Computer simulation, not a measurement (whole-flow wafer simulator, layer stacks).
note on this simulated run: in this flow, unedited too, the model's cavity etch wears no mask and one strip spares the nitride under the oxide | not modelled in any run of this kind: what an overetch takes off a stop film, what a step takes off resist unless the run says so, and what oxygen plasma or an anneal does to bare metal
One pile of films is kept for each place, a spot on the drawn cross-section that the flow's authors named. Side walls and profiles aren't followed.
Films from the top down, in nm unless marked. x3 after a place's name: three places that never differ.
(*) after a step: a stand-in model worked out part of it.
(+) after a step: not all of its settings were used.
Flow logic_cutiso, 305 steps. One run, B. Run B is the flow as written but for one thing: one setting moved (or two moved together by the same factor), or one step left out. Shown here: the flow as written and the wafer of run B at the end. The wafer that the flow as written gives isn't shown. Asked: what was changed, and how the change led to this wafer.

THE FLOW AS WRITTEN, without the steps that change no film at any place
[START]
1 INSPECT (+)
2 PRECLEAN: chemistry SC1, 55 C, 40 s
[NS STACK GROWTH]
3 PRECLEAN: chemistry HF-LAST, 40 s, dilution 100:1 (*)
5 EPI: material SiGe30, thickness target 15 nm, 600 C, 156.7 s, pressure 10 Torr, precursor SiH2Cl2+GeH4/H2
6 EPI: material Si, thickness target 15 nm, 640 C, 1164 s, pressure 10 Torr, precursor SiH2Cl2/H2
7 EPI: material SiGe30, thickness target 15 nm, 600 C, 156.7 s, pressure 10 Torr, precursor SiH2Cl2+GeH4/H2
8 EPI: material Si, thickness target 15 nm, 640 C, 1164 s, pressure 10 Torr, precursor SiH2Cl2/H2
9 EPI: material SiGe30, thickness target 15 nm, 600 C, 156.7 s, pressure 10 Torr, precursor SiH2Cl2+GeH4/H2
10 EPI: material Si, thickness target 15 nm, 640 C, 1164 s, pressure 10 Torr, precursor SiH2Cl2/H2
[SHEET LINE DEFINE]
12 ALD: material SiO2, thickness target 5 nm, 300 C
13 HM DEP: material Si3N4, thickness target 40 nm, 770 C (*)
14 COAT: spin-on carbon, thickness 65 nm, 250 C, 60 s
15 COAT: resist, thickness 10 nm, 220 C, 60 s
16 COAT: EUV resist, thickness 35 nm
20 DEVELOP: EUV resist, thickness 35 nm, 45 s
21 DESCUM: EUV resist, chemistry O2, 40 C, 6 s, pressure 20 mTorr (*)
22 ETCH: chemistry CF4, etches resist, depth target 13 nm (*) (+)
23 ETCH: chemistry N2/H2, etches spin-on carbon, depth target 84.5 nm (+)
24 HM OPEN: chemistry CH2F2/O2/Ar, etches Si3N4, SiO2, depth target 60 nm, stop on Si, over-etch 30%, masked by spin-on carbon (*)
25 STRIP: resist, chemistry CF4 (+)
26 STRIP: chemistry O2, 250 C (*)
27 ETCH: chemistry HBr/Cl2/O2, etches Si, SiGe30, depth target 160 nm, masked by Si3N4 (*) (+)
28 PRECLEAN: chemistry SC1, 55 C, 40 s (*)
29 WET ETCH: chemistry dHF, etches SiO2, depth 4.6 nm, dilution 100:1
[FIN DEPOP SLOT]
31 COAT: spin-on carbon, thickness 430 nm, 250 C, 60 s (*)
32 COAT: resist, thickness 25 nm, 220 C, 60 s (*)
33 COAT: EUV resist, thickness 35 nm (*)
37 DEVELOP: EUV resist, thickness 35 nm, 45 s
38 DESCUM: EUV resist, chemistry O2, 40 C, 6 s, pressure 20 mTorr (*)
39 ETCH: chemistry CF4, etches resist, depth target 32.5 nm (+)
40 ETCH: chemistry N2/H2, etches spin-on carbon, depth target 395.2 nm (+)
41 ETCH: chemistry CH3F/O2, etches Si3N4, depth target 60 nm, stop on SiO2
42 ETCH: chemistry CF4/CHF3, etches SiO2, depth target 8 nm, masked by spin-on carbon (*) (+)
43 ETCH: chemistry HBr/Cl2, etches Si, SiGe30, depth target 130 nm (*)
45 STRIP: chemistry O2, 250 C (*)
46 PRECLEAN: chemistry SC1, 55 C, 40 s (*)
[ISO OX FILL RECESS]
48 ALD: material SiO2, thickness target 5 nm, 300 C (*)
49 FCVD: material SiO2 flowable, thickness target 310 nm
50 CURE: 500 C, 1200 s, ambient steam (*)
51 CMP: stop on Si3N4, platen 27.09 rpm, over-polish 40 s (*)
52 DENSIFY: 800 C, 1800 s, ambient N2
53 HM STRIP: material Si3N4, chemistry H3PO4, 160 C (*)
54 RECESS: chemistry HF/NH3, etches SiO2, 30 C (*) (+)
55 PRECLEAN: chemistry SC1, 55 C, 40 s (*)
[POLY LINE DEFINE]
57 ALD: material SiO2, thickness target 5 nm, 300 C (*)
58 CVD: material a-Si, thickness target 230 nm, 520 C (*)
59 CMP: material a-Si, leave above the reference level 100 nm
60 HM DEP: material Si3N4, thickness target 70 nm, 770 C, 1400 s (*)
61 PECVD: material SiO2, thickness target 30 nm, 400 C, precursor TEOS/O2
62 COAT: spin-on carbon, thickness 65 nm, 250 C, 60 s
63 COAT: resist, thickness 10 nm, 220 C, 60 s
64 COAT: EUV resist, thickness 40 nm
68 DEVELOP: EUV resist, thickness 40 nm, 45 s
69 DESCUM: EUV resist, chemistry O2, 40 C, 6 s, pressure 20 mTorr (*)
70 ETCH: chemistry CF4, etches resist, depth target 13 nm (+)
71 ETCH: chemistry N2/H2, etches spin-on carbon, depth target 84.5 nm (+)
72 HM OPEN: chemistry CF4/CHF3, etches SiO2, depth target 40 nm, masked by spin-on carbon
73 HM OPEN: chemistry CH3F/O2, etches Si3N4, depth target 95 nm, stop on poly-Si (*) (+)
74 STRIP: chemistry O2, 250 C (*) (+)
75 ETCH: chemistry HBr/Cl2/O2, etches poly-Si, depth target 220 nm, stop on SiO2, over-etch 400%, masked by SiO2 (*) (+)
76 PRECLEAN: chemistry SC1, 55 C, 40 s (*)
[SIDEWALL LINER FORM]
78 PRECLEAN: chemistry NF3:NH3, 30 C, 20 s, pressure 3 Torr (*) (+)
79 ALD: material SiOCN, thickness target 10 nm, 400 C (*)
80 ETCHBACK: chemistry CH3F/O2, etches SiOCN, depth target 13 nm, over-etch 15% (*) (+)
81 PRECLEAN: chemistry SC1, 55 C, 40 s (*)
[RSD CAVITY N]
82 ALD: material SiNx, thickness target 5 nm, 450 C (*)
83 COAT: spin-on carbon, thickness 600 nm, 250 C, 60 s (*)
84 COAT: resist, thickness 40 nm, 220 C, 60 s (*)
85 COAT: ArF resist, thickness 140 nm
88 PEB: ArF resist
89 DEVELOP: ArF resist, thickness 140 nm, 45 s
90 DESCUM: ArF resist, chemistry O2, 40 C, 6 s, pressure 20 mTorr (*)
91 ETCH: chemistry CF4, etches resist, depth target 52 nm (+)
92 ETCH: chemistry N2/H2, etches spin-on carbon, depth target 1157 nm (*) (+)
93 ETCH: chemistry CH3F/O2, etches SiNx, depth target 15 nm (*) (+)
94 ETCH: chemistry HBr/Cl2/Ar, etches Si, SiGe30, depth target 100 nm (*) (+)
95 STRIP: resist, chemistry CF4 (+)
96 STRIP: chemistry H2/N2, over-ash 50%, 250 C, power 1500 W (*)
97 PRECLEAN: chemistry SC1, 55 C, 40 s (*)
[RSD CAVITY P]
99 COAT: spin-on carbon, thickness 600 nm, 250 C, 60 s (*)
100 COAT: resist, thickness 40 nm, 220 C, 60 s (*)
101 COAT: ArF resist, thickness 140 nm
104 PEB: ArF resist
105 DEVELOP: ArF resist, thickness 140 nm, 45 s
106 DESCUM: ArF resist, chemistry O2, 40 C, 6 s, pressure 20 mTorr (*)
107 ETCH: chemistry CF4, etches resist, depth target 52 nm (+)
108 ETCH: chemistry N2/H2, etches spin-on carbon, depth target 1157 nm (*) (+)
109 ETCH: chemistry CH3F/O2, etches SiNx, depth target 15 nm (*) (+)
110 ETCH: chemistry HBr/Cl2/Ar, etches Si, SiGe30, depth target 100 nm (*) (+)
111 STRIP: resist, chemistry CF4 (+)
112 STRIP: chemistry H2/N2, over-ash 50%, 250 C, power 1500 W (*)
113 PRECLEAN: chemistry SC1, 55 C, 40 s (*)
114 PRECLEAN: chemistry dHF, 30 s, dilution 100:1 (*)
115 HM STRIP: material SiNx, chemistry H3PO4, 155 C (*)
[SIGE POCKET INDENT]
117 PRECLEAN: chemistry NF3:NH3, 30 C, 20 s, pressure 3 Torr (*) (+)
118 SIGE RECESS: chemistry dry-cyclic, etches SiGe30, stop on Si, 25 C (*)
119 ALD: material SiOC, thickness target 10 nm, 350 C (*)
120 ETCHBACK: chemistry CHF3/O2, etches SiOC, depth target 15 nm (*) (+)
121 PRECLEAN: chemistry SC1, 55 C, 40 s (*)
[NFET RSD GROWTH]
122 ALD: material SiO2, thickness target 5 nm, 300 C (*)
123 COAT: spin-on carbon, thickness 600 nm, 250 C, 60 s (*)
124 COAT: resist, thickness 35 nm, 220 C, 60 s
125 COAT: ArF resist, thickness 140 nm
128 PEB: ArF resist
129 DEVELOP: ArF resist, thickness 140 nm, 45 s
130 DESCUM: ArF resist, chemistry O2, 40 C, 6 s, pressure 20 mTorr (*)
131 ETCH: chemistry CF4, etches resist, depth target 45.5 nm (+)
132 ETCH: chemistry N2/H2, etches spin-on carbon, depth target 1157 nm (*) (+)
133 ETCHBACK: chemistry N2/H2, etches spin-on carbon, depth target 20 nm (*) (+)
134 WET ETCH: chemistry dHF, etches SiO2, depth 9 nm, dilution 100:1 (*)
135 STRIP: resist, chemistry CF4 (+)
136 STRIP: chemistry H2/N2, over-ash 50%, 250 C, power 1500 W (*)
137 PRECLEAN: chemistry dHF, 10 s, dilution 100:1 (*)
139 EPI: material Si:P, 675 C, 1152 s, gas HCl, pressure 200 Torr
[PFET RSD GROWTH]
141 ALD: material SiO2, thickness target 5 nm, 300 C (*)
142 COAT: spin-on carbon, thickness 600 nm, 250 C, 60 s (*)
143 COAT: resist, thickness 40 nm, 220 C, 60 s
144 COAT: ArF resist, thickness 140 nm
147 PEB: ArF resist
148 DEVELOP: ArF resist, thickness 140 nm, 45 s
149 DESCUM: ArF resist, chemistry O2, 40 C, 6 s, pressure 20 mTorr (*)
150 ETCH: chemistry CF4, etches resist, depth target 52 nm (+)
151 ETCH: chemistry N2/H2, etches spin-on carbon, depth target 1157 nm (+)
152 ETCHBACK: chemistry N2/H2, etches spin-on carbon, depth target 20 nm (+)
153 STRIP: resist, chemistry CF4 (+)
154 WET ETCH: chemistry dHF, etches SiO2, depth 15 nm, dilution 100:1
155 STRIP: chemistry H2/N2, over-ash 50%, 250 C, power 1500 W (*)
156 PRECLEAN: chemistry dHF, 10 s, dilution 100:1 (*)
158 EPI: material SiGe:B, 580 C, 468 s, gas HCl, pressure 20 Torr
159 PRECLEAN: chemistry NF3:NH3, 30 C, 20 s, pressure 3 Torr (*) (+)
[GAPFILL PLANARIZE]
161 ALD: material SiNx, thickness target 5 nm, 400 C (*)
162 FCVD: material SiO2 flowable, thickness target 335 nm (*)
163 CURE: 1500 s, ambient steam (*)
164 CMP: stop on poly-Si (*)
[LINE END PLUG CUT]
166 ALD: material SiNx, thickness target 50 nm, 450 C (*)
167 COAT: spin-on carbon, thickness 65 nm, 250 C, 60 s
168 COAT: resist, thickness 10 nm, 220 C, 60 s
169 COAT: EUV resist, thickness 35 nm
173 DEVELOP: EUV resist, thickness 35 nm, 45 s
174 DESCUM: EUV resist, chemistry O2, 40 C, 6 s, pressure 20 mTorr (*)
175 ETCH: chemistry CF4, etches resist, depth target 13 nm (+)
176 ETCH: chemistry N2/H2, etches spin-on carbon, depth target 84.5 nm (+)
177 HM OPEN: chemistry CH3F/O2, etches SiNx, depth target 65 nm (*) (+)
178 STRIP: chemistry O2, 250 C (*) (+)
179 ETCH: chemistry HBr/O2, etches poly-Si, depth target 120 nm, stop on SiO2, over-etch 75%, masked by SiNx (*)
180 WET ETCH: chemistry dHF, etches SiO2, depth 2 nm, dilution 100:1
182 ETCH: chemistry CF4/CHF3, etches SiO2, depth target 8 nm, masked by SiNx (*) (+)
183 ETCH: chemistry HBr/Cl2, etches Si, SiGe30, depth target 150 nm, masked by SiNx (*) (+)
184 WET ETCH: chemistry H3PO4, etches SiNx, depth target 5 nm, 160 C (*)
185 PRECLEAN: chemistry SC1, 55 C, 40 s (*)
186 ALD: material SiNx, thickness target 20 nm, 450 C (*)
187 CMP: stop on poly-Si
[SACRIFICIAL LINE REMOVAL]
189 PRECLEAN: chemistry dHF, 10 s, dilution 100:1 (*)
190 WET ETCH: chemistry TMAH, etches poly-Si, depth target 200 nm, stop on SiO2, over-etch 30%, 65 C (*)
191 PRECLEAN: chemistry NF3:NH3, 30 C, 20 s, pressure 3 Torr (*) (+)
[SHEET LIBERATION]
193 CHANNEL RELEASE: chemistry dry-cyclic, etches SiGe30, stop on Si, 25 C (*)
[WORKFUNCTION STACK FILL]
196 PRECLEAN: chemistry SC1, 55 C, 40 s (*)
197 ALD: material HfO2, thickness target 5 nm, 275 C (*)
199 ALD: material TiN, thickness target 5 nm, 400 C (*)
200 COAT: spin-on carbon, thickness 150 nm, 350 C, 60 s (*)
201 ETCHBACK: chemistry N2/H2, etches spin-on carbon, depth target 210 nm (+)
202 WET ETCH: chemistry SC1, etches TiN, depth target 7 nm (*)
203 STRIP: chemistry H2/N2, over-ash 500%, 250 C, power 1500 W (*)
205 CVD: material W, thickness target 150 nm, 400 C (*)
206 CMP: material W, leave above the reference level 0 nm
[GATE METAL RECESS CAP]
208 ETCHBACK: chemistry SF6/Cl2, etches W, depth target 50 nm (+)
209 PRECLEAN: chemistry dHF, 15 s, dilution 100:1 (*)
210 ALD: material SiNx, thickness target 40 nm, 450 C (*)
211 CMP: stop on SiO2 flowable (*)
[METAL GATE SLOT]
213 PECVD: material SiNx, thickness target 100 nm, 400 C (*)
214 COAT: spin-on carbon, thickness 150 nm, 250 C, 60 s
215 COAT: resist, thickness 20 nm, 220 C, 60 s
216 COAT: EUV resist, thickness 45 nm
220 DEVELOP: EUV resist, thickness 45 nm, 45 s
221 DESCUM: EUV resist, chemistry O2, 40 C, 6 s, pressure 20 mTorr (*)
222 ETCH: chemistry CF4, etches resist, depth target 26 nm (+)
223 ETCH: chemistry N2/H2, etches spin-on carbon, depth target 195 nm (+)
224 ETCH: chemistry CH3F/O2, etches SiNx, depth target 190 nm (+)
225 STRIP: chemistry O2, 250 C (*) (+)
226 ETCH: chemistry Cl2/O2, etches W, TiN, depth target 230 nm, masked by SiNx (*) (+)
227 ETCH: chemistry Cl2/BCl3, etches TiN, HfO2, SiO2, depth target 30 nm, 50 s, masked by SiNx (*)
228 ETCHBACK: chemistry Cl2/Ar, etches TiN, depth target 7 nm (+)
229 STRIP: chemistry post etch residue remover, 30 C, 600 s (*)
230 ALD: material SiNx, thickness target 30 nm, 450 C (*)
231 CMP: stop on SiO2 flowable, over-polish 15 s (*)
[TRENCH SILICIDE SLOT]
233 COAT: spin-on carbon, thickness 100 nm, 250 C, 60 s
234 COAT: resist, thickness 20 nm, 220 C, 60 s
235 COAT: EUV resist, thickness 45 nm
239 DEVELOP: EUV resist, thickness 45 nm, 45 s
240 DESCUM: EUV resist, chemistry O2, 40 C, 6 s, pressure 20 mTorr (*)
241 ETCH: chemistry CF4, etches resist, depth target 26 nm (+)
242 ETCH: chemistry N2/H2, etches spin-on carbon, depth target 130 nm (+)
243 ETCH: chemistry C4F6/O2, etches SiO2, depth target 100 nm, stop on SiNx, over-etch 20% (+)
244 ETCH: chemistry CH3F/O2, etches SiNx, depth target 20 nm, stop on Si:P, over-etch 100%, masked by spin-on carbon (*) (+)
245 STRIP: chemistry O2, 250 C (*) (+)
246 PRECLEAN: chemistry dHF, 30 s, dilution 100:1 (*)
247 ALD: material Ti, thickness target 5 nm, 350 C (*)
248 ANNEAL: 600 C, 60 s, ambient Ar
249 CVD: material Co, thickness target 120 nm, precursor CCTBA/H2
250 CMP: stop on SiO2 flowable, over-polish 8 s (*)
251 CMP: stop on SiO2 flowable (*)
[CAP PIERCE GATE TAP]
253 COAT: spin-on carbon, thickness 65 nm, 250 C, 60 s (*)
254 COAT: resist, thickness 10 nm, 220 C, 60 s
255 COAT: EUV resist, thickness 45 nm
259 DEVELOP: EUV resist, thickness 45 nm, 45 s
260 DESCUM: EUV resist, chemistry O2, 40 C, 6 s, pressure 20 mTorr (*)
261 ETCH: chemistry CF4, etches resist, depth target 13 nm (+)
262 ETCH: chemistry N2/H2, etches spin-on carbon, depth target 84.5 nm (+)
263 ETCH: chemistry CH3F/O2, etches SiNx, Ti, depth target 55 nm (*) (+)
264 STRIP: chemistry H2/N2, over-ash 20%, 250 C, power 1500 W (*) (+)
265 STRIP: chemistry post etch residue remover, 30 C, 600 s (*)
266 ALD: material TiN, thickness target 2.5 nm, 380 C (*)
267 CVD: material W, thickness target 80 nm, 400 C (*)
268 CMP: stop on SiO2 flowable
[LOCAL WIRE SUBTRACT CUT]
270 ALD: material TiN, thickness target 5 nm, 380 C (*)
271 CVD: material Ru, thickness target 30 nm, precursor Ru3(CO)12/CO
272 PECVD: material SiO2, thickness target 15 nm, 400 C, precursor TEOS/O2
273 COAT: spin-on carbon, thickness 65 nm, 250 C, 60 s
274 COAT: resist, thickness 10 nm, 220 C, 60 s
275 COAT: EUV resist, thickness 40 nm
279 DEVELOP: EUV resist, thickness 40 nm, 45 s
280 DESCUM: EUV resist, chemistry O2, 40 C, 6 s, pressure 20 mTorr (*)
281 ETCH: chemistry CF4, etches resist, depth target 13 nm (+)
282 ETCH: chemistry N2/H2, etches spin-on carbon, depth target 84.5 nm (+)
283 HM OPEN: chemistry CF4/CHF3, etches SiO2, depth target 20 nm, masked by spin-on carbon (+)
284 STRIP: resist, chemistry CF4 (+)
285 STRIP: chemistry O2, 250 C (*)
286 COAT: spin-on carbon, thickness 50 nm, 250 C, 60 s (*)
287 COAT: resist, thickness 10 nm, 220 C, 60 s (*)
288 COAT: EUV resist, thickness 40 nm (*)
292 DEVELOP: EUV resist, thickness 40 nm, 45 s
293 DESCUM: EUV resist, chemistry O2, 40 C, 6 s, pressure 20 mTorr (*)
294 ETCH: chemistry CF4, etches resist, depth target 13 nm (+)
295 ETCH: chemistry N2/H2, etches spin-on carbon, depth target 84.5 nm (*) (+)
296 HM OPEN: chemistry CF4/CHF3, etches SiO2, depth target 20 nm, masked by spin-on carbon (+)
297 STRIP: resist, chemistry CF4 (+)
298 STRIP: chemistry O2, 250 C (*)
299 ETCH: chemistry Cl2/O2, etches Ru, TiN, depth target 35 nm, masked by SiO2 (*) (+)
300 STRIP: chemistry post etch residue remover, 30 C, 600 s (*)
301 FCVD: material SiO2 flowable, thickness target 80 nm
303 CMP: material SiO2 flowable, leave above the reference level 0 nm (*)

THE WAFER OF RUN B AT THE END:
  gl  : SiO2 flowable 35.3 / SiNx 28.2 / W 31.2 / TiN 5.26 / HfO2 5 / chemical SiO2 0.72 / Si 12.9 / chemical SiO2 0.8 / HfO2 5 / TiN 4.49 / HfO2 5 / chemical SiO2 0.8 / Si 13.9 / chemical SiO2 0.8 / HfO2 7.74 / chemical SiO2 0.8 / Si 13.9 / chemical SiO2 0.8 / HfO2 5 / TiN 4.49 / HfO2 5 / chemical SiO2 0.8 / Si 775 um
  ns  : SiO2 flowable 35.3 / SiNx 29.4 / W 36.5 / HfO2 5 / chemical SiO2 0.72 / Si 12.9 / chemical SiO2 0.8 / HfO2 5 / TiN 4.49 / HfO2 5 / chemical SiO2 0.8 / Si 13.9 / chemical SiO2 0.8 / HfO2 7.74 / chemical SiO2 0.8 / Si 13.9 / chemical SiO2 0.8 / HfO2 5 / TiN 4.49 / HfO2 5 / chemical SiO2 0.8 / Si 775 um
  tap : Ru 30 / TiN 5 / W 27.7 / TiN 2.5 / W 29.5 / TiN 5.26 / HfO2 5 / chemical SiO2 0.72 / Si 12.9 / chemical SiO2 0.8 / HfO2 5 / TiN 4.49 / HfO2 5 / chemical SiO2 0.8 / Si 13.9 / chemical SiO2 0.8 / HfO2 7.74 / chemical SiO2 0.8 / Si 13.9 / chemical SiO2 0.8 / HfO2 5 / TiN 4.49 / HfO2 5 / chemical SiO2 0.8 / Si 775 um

The cause: step 7, EPI: thickness target 8.2 nm was run, where the flow has thickness target 15 nm; step 7, EPI: 86.2 s was run, where the flow has 156.7 s.

How the change led to this, step by step:
  7 EPI: material SiGe30, thickness target 15 nm, 600 C, 156.7 s, pressure 10 Torr, precursor SiH2Cl2+GeH4/H2
      depop, dpovl, gfld and 19 more: SiGe30 +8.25 (new film) (as written it would be: SiGe30 +15 (new film))
  27 ETCH: chemistry HBr/Cl2/O2, etches Si, SiGe30, depth target 160 nm, masked by Si3N4 (*) (+)
      gfld, gxf, iso, lnri: chemical SiO2 -0.79 (all of it), Si -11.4 (all of it), SiGe30 -15 (all of it), Si -15 (all of it), SiGe30 -8.25 (all of it), Si -15 (all of it), SiGe30 -15 (all of it), Si -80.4 (as written it would be: chemical SiO2 -0.79 (all of it), Si -11.4 (all of it), SiGe30 -15 (all of it), Si -15 (all of it), SiGe30 -15 (all of it), Si -15 (all of it), SiGe30 -15 (all of it), Si -73.6)
      dpovl, nsgap: chemical SiO2 -0.79 (all of it), Si -11.8 (all of it), SiGe30 -15 (all of it), Si -15 (all of it), SiGe30 -8.25 (all of it), Si -15 (all of it), SiGe30 -15 (all of it), Si -80 (as written it would be: chemical SiO2 -0.79 (all of it), Si -11.8 (all of it), SiGe30 -15 (all of it), Si -15 (all of it), SiGe30 -15 (all of it), Si -15 (all of it), SiGe30 -15 (all of it), Si -73.2)
      (and at 1 more place)
  43 ETCH: chemistry HBr/Cl2, etches Si, SiGe30, depth target 130 nm (*)
      depop: Si -14 (all of it), SiGe30 -15 (all of it), Si -15 (all of it), SiGe30 -8.25 (all of it), Si -15 (all of it), SiGe30 -15 (all of it), Si -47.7 (as written it would be: Si -14 (all of it), SiGe30 -15 (all of it), Si -15 (all of it), SiGe30 -15 (all of it), Si -15 (all of it), SiGe30 -15 (all of it), Si -41)
  94 ETCH: chemistry HBr/Cl2/Ar, etches Si, SiGe30, depth target 100 nm (*) (+)
      rsdn, rsdx: chemical SiO2 -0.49 (all of it), Si -12.8 (all of it), SiGe30 -15 (all of it), Si -15 (all of it), SiGe30 -8.25 (all of it), Si -15 (all of it), SiGe30 -15 (all of it), Si -18.9 (as written it would be: chemical SiO2 -0.49 (all of it), Si -12.8 (all of it), SiGe30 -15 (all of it), Si -15 (all of it), SiGe30 -15 (all of it), Si -15 (all of it), SiGe30 -15 (all of it), Si -12.2)
  110 ETCH: chemistry HBr/Cl2/Ar, etches Si, SiGe30, depth target 100 nm (*) (+)
      rsdp, rsdw: chemical SiO2 -0.49 (all of it), Si -12.8 (all of it), SiGe30 -15 (all of it), Si -15 (all of it), SiGe30 -8.25 (all of it), Si -15 (all of it), SiGe30 -15 (all of it), Si -18.9 (as written it would be: chemical SiO2 -0.49 (all of it), Si -12.8 (all of it), SiGe30 -15 (all of it), Si -15 (all of it), SiGe30 -15 (all of it), Si -15 (all of it), SiGe30 -15 (all of it), Si -12.2)
  118 SIGE RECESS: chemistry dry-cyclic, etches SiGe30, stop on Si, 25 C (*)
      lnr, lnrp, lnrt: SiOCN -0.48, Si -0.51, cavity +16 (new film), SiGe30 -15 (all of it), Si -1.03, cavity +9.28 (new film), SiGe30 -8.25 (all of it), Si -1.03, cavity +16 (new film), SiGe30 -15 (all of it), Si -0.51 (as written it would be: SiOCN -0.48, Si -0.51, cavity +16 (new film), SiGe30 -15 (all of it), Si -1.03, cavity +16 (new film), SiGe30 -15 (all of it), Si -1.03, cavity +16 (new film), SiGe30 -15 (all of it), Si -0.51)
  119 ALD: material SiOC, thickness target 10 nm, 350 C (*)
      lnr, lnrp, lnrt: SiOC +10 (new film), SiOC +16 (new film), cavity -16 (all of it), SiOC +9.28 (new film), cavity -9.28 (all of it), SiOC +16 (new film), cavity -16 (all of it) (as written it would be: SiOC +10 (new film), SiOC +16 (new film), cavity -16 (all of it), SiOC +16 (new film), cavity -16 (all of it), SiOC +16 (new film), cavity -16 (all of it))
  183 ETCH: chemistry HBr/Cl2, etches Si, SiGe30, depth target 150 nm, masked by SiNx (*) (+)
      plug: Si -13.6 (all of it), SiGe30 -15 (all of it), Si -15 (all of it), SiGe30 -8.25 (all of it), Si -15 (all of it), SiGe30 -15 (all of it), Si -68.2 (as written it would be: Si -13.6 (all of it), SiGe30 -15 (all of it), Si -15 (all of it), SiGe30 -15 (all of it), Si -15 (all of it), SiGe30 -15 (all of it), Si -61.4)
  193 CHANNEL RELEASE: chemistry dry-cyclic, etches SiGe30, stop on Si, 25 C (*)
      gl, glp, gxn, gxp, ns, tap: chemical SiO2 +0.8 (new film), Si -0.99, chemical SiO2 +0.8 (new film), cavity +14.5 (new film), chemical SiO2 +0.8 (new film), SiGe30 -15 (all of it), Si -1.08, chemical SiO2 +0.8 (new film), cavity +7.74 (new film), chemical SiO2 +0.8 (new film), SiGe30 -8.25 (all of it), Si -1.08, chemical SiO2 +0.8 (new film), cavity +14.5 (new film), chemical SiO2 +0.8 (new film), SiGe30 -15 (all of it), Si -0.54 (as written it would be: chemical SiO2 +0.8 (new film), Si -0.99, chemical SiO2 +0.8 (new film), cavity +14.5 (new film), chemical SiO2 +0.8 (new film), SiGe30 -15 (all of it), Si -1.08, chemical SiO2 +0.8 (new film), cavity +14.5 (new film), chemical SiO2 +0.8 (new film), SiGe30 -15 (all of it), Si -1.08, chemical SiO2 +0.8 (new film), cavity +14.5 (new film), chemical SiO2 +0.8 (new film), SiGe30 -15 (all of it), Si -0.54)
  197 ALD: material HfO2, thickness target 5 nm, 275 C (*)
      gl, glp, gxn, gxp, ns, tap: HfO2 +5 (new film), HfO2 +5 (new film), cavity -10, HfO2 +5 (new film), HfO2 +7.74 (new film), cavity -7.74 (all of it), HfO2 +5 (new film), cavity -10, HfO2 +5 (new film) (as written it would be: HfO2 +5 (new film), HfO2 +5 (new film), cavity -10, HfO2 +5 (new film), HfO2 +5 (new film), cavity -10, HfO2 +5 (new film), HfO2 +5 (new film), cavity -10, HfO2 +5 (new film))
  199 ALD: material TiN, thickness target 5 nm, 400 C (*)
      gl, glp, tap: TiN +5.26 (new film), TiN +4.49 (new film), cavity -4.49 (all of it), TiN +4.49 (new film), cavity -4.49 (all of it) (as written it would be: TiN +5.26 (new film), TiN +4.49 (new film), cavity -4.49 (all of it), TiN +4.49 (new film), cavity -4.49 (all of it), TiN +4.49 (new film), cavity -4.49 (all of it))
      gxn, gxp, ns: TiN +5 (new film), TiN +4.49 (new film), cavity -4.49 (all of it), TiN +4.49 (new film), cavity -4.49 (all of it) (as written it would be: TiN +5 (new film), TiN +4.49 (new film), cavity -4.49 (all of it), TiN +4.49 (new film), cavity -4.49 (all of it), TiN +4.49 (new film), cavity -4.49 (all of it))
Counting metal films that touch as one body, gl has 3 bodies (between them, from the top down: HfO2 5 / chemical SiO2 0.72 / Si 12.9 / chemical SiO2 0.8 / HfO2 5; HfO2 5 / chemical SiO2 0.8 / Si 13.9 / chemical SiO2 0.8 / HfO2 7.74 / chemical SiO2 0.8 / Si 13.9 / chemical SiO2 0.8 / HfO2 5); the flow as written gives 4 bodies (between them, from the top down: HfO2 5 / chemical SiO2 0.72 / Si 12.9 / chemical SiO2 0.8 / HfO2 5; HfO2 5 / chemical SiO2 0.8 / Si 13.9 / chemical SiO2 0.8 / HfO2 5; HfO2 5 / chemical SiO2 0.8 / Si 13.9 / chemical SiO2 0.8 / HfO2 5).
Counting metal films that touch as one body, ns has 3 bodies (between them, from the top down: HfO2 5 / chemical SiO2 0.72 / Si 12.9 / chemical SiO2 0.8 / HfO2 5; HfO2 5 / chemical SiO2 0.8 / Si 13.9 / chemical SiO2 0.8 / HfO2 7.74 / chemical SiO2 0.8 / Si 13.9 / chemical SiO2 0.8 / HfO2 5); the flow as written gives 4 bodies (between them, from the top down: HfO2 5 / chemical SiO2 0.72 / Si 12.9 / chemical SiO2 0.8 / HfO2 5; HfO2 5 / chemical SiO2 0.8 / Si 13.9 / chemical SiO2 0.8 / HfO2 5; HfO2 5 / chemical SiO2 0.8 / Si 13.9 / chemical SiO2 0.8 / HfO2 5).
Counting metal films that touch as one body, tap has 3 bodies (between them, from the top down: HfO2 5 / chemical SiO2 0.72 / Si 12.9 / chemical SiO2 0.8 / HfO2 5; HfO2 5 / chemical SiO2 0.8 / Si 13.9 / chemical SiO2 0.8 / HfO2 7.74 / chemical SiO2 0.8 / Si 13.9 / chemical SiO2 0.8 / HfO2 5); the flow as written gives 4 bodies (between them, from the top down: HfO2 5 / chemical SiO2 0.72 / Si 12.9 / chemical SiO2 0.8 / HfO2 5; HfO2 5 / chemical SiO2 0.8 / Si 13.9 / chemical SiO2 0.8 / HfO2 5; HfO2 5 / chemical SiO2 0.8 / Si 13.9 / chemical SiO2 0.8 / HfO2 5).
